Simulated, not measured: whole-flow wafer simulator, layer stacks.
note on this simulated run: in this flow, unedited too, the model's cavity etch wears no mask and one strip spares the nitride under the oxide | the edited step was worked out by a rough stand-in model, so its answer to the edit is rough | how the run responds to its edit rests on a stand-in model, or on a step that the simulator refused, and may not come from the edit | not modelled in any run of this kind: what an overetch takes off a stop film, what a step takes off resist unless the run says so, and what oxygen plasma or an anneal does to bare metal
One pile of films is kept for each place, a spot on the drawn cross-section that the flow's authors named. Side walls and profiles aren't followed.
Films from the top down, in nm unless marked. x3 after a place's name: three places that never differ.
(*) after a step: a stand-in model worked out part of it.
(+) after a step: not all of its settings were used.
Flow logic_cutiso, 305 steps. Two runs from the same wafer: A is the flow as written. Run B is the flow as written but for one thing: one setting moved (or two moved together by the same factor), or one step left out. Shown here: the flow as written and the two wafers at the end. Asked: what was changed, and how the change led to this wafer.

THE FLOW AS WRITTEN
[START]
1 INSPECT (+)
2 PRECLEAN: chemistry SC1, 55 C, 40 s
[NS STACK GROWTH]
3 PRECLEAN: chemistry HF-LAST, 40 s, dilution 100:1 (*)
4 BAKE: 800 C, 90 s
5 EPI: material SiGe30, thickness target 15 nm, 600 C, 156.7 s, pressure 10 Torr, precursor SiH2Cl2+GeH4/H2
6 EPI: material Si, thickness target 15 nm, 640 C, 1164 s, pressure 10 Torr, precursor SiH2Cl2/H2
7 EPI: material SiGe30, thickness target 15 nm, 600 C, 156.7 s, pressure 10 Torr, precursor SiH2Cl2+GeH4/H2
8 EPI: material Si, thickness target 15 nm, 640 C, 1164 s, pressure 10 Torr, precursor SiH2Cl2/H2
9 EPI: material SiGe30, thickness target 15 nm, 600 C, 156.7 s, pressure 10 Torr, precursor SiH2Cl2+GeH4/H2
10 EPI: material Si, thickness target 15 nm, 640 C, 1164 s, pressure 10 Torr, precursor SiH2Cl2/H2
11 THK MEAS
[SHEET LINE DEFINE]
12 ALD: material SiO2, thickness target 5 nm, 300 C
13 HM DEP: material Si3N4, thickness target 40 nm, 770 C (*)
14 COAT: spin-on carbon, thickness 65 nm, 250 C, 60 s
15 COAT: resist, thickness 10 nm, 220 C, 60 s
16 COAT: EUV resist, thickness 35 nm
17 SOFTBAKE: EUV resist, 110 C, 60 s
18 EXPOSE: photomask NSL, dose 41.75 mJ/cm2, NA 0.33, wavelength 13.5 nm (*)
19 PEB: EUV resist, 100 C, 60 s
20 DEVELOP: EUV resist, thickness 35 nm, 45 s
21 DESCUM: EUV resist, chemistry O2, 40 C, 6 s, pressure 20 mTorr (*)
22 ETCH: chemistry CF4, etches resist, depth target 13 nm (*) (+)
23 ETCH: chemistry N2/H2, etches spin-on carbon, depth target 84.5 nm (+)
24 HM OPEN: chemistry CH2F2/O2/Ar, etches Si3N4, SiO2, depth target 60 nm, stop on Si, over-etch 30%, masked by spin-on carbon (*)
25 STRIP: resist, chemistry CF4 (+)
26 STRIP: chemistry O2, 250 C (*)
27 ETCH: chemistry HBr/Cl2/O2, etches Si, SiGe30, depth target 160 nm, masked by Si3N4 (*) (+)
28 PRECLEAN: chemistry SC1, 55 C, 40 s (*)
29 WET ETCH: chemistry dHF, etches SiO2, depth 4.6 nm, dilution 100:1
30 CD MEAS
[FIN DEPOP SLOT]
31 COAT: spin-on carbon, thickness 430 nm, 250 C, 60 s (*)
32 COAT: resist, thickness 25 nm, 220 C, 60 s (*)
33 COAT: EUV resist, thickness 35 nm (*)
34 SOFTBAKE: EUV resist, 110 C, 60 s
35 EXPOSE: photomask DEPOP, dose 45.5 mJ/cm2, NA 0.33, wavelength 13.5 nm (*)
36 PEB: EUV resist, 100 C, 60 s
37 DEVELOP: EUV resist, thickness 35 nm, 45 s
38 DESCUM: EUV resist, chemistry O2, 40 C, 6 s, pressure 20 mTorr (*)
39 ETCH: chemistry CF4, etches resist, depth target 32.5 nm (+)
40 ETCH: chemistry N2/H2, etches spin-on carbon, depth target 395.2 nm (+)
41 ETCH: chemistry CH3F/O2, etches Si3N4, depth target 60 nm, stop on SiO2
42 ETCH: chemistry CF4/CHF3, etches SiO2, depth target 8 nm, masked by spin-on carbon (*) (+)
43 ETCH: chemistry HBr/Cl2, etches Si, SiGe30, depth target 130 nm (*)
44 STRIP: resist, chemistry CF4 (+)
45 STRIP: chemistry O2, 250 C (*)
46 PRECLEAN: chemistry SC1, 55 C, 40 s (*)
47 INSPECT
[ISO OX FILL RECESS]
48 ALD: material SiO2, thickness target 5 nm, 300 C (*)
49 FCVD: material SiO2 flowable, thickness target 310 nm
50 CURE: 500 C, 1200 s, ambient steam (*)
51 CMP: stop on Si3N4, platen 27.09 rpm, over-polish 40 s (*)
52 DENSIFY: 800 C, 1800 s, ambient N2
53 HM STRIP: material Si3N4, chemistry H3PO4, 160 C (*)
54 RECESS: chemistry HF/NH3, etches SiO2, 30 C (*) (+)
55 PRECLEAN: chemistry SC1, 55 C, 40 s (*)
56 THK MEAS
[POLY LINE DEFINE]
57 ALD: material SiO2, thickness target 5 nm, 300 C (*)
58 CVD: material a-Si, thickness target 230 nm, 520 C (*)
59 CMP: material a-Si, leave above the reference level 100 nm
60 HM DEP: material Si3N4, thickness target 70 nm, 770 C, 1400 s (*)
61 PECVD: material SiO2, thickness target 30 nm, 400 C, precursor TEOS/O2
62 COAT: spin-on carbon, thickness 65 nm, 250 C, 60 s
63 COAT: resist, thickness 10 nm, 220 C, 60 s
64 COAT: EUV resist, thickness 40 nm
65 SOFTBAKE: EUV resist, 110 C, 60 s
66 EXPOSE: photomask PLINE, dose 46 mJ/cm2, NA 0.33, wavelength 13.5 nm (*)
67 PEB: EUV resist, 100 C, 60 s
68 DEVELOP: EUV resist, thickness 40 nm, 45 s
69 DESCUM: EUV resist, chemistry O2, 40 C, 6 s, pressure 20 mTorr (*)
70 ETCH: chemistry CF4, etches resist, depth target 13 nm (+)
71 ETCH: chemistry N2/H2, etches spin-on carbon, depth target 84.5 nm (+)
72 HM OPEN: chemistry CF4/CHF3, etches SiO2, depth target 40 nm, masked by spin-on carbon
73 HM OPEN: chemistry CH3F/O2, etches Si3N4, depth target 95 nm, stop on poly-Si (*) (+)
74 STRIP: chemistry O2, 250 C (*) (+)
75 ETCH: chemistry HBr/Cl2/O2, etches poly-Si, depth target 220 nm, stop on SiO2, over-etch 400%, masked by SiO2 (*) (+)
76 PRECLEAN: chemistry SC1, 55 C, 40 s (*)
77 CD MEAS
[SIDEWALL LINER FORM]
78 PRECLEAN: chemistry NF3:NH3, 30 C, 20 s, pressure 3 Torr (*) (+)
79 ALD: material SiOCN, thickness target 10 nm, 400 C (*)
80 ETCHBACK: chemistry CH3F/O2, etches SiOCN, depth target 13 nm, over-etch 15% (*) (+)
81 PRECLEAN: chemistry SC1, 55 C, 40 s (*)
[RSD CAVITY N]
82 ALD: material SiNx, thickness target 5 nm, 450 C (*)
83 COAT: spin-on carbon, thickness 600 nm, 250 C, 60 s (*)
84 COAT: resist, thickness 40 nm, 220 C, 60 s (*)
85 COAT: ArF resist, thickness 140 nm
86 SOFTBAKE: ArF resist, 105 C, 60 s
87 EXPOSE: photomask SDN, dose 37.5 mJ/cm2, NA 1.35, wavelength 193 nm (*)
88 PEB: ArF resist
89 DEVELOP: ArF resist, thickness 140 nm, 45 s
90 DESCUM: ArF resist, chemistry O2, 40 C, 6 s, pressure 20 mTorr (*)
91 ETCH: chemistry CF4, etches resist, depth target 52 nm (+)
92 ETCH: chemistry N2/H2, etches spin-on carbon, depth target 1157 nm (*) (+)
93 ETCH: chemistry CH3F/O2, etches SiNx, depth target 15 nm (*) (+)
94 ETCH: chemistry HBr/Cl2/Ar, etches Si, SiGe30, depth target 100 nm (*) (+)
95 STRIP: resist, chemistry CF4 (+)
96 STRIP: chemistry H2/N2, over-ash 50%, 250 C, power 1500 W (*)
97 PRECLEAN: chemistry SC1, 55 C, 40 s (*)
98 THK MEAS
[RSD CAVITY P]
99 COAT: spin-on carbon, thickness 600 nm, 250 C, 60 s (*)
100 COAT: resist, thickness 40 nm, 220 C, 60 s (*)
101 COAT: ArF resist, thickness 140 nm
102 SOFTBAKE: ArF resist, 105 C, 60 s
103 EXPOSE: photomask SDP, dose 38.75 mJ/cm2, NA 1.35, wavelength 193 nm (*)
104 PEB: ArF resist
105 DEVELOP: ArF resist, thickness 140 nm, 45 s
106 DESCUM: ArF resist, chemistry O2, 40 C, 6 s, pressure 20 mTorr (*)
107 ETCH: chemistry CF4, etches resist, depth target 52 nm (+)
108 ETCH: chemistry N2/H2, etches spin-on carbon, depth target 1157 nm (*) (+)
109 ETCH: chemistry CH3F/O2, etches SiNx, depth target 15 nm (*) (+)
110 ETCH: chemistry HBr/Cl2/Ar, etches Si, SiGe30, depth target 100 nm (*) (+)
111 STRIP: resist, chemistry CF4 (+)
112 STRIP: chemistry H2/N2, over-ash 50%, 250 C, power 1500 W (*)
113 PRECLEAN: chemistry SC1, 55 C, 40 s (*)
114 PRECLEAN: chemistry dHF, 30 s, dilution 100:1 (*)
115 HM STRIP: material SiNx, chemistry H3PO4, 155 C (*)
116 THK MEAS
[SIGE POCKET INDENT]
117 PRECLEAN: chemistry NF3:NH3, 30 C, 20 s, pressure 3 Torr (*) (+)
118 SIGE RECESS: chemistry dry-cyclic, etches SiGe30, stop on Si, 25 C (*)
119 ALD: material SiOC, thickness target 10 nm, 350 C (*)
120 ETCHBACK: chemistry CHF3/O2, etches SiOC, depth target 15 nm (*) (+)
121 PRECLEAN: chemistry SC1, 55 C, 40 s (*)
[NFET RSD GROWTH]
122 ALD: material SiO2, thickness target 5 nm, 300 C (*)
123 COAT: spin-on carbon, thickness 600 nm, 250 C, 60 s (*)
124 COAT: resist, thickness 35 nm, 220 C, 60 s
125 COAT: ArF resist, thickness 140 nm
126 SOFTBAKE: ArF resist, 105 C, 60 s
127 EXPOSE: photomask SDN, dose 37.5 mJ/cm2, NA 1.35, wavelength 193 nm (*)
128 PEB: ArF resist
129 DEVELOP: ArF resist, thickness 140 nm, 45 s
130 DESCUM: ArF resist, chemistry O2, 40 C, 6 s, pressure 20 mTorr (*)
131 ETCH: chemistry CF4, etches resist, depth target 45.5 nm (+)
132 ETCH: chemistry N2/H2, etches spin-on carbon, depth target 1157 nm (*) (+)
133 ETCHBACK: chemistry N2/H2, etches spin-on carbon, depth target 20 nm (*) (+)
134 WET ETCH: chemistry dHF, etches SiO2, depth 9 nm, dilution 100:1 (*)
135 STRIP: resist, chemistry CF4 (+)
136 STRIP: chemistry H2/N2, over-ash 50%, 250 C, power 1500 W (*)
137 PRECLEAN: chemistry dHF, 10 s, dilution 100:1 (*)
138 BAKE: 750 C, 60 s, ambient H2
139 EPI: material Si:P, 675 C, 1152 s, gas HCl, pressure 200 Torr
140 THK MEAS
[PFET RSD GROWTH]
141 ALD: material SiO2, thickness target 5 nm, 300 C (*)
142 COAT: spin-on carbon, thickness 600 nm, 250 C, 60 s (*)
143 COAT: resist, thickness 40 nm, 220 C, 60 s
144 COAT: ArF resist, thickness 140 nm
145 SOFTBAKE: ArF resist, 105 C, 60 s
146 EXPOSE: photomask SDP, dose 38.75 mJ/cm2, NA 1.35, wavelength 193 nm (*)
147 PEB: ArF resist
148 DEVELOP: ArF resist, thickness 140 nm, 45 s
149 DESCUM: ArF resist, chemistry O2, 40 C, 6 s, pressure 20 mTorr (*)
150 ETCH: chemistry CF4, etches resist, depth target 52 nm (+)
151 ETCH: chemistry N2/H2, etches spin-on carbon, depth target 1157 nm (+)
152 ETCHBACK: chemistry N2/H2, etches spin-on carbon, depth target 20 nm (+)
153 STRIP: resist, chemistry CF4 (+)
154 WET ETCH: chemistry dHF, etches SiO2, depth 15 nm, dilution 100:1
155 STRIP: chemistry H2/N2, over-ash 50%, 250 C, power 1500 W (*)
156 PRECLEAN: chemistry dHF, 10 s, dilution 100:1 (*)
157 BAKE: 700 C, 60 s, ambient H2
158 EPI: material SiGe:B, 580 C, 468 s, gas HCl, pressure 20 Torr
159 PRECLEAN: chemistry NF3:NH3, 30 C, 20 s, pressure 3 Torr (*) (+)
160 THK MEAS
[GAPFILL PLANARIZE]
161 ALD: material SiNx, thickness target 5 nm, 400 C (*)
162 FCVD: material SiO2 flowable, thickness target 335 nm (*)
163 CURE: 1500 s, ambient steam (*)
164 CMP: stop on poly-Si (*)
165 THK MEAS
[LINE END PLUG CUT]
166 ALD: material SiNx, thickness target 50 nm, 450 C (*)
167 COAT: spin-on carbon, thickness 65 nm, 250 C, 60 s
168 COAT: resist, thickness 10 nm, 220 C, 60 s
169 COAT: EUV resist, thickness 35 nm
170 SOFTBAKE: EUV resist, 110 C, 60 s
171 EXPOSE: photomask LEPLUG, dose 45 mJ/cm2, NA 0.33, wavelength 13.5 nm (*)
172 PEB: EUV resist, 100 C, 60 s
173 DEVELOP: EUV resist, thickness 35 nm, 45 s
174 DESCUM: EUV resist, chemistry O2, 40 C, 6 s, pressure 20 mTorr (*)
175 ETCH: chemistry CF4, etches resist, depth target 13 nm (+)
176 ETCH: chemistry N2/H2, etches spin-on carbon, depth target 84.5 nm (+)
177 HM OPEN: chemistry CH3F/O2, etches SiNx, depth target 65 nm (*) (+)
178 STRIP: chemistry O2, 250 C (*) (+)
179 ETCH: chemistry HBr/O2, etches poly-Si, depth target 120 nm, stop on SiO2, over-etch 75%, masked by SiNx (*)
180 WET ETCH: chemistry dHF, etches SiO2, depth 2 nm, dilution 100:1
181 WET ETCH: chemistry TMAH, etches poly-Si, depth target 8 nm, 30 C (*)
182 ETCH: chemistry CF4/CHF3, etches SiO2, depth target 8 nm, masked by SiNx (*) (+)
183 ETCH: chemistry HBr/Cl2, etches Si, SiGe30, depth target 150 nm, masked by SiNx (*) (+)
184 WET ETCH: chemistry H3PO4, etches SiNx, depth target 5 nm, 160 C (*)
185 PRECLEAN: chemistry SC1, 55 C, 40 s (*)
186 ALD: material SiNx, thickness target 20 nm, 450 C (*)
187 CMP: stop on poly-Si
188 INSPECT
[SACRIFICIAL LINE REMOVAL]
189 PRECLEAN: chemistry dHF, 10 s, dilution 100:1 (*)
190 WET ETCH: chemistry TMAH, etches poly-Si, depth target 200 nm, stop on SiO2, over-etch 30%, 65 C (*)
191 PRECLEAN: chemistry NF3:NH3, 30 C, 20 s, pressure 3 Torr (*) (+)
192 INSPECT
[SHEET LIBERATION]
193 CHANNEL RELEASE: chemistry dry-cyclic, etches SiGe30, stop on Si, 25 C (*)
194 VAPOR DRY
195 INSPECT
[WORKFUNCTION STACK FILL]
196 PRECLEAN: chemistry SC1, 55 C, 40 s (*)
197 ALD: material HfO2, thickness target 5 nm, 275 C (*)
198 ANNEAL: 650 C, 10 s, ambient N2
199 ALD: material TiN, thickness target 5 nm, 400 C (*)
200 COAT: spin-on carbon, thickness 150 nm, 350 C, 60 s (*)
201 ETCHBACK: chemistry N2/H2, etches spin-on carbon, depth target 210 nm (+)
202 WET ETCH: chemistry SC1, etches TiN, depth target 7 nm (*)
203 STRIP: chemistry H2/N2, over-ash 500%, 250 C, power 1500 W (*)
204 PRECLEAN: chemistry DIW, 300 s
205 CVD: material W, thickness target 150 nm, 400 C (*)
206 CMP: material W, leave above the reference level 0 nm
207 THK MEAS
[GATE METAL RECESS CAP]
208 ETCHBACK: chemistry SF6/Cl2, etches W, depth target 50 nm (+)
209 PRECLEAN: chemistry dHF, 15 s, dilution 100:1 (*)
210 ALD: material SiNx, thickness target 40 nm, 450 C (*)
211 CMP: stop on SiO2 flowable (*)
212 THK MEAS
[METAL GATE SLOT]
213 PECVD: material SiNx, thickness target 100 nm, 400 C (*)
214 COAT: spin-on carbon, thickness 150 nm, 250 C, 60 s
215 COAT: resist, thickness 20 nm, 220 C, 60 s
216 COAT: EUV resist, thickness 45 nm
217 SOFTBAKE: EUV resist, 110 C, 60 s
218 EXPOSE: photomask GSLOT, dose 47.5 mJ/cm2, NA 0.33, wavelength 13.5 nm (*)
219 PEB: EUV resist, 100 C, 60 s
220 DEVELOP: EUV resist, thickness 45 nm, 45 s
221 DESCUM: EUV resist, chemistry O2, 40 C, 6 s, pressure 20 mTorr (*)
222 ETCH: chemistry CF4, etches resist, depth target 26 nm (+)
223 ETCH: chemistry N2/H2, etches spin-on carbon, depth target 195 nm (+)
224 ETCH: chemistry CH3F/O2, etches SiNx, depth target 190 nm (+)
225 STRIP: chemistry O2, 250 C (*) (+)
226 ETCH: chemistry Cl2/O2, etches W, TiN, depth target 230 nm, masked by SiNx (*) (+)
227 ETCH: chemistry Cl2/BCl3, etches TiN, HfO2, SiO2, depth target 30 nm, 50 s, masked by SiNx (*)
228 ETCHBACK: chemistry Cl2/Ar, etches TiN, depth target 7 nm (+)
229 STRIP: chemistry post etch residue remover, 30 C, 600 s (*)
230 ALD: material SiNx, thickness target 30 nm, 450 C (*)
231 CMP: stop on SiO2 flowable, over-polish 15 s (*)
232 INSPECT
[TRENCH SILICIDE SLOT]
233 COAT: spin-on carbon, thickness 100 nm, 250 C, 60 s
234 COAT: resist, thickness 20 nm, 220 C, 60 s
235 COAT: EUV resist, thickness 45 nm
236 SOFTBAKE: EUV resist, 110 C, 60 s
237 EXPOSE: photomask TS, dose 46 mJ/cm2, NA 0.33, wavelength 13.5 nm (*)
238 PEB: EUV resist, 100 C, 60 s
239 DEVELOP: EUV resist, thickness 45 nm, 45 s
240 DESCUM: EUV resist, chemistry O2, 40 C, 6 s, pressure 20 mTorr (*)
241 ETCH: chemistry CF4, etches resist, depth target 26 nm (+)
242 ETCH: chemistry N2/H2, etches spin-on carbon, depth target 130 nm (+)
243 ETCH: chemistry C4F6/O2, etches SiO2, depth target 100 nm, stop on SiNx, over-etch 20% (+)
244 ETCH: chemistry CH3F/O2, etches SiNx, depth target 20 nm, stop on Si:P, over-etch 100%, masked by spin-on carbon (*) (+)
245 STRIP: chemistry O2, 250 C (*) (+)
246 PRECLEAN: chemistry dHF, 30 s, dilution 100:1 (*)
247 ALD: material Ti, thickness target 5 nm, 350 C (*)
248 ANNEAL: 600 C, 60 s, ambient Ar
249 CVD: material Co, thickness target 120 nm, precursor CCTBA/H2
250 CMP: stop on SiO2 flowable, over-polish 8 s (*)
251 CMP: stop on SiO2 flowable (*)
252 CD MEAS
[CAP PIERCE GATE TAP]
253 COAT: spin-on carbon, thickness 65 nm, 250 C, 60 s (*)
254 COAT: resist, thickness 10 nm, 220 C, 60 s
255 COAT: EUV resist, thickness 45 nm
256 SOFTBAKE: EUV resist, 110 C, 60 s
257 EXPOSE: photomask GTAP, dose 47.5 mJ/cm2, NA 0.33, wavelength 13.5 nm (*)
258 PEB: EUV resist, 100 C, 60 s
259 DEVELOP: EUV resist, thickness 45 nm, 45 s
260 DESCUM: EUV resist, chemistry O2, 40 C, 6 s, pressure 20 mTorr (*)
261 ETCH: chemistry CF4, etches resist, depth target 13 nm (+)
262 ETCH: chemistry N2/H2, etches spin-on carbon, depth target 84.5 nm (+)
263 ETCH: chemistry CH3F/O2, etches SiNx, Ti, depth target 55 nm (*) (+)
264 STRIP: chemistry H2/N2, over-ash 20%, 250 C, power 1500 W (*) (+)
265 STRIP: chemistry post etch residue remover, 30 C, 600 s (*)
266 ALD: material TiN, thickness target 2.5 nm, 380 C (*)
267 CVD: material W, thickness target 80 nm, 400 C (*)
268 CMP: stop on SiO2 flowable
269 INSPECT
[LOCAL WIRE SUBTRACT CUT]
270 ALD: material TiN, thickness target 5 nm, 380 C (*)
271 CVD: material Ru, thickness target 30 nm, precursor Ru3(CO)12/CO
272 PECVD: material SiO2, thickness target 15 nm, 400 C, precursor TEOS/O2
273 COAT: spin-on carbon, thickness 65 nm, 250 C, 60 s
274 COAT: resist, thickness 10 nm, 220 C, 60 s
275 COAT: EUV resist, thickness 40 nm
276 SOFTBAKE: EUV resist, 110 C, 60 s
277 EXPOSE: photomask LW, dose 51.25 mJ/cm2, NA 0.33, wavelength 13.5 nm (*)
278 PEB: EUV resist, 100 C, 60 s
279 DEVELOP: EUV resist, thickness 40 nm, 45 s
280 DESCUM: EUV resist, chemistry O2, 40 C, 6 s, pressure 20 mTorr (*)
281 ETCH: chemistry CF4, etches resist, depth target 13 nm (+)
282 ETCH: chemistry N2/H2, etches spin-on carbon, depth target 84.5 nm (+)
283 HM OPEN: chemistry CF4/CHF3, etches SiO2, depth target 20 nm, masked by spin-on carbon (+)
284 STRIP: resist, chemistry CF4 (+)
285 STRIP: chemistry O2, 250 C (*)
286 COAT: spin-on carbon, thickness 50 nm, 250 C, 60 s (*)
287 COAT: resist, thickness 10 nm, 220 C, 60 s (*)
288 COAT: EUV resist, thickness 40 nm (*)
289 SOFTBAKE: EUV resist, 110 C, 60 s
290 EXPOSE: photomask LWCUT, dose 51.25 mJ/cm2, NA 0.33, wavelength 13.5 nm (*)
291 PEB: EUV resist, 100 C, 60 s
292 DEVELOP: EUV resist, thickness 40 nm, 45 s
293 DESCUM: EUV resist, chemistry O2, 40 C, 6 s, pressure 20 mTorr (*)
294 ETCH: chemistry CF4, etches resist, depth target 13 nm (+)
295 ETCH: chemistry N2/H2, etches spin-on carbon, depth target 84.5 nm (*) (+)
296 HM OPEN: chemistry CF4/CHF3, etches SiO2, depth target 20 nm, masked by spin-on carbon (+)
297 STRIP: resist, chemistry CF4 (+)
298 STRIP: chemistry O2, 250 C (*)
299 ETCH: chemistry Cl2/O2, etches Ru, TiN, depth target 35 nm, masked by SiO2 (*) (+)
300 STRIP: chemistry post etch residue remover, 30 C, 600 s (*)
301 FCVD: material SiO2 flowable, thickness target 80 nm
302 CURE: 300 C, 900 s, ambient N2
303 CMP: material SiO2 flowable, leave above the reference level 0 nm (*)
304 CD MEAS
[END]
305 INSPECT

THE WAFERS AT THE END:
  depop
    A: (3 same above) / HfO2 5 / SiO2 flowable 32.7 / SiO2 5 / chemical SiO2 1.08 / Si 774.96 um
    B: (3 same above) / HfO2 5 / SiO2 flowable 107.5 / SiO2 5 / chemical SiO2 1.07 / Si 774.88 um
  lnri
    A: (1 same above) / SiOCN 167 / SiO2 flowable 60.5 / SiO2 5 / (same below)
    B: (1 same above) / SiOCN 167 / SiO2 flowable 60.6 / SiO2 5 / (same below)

The cause: step 43, ETCH: depth target 204.8 nm was run, where the flow has depth target 130 nm.

How the change led to this, step by step:
  43 ETCH: chemistry HBr/Cl2, etches Si, SiGe30, depth target 130 nm (*)
      dpovl, gl, glp and 16 more: A spin-on carbon -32 | B spin-on carbon -47
      depop: A Si -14 (all of it), SiGe30 -15 (all of it), Si -15 (all of it), SiGe30 -15 (all of it), Si -15 (all of it), SiGe30 -15 (all of it), Si -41 | B Si -14 (all of it), SiGe30 -15 (all of it), Si -15 (all of it), SiGe30 -15 (all of it), Si -15 (all of it), SiGe30 -15 (all of it), Si -115.8
      (and at 2 more places)
  45 STRIP: chemistry O2, 250 C (*)
      gfld, lnri: A chemical SiO2 +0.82 (new film), spin-on carbon -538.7 (all of it), Si -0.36 | B chemical SiO2 +0.81 (new film), spin-on carbon -523.7 (all of it), Si -0.36
      glp, tap: A spin-on carbon -347.6 (all of it) | B spin-on carbon -332.7 (all of it)
      (and at 17 more places)
  49 FCVD: material SiO2 flowable, thickness target 310 nm
      depop: A SiO2 flowable +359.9 (new film) | B SiO2 flowable +429.3 (new film)
      ns: A SiO2 flowable +201.3 (new film) | B SiO2 flowable +195.9 (new film)
  51 CMP: stop on Si3N4, platen 27.09 rpm, over-polish 40 s (*)
      depop: A SiO2 flowable -200.5 | B SiO2 flowable -194.9
      dpovl: A SiO2 flowable -200.4 | B SiO2 flowable -194.8
      (and at 3 more places)
  52 DENSIFY: 800 C, 1800 s, ambient N2
      depop: A SiO2 flowable -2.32 | B SiO2 flowable -3.47
      nsgap: A SiO2 flowable -2.13 | B SiO2 flowable -2.87
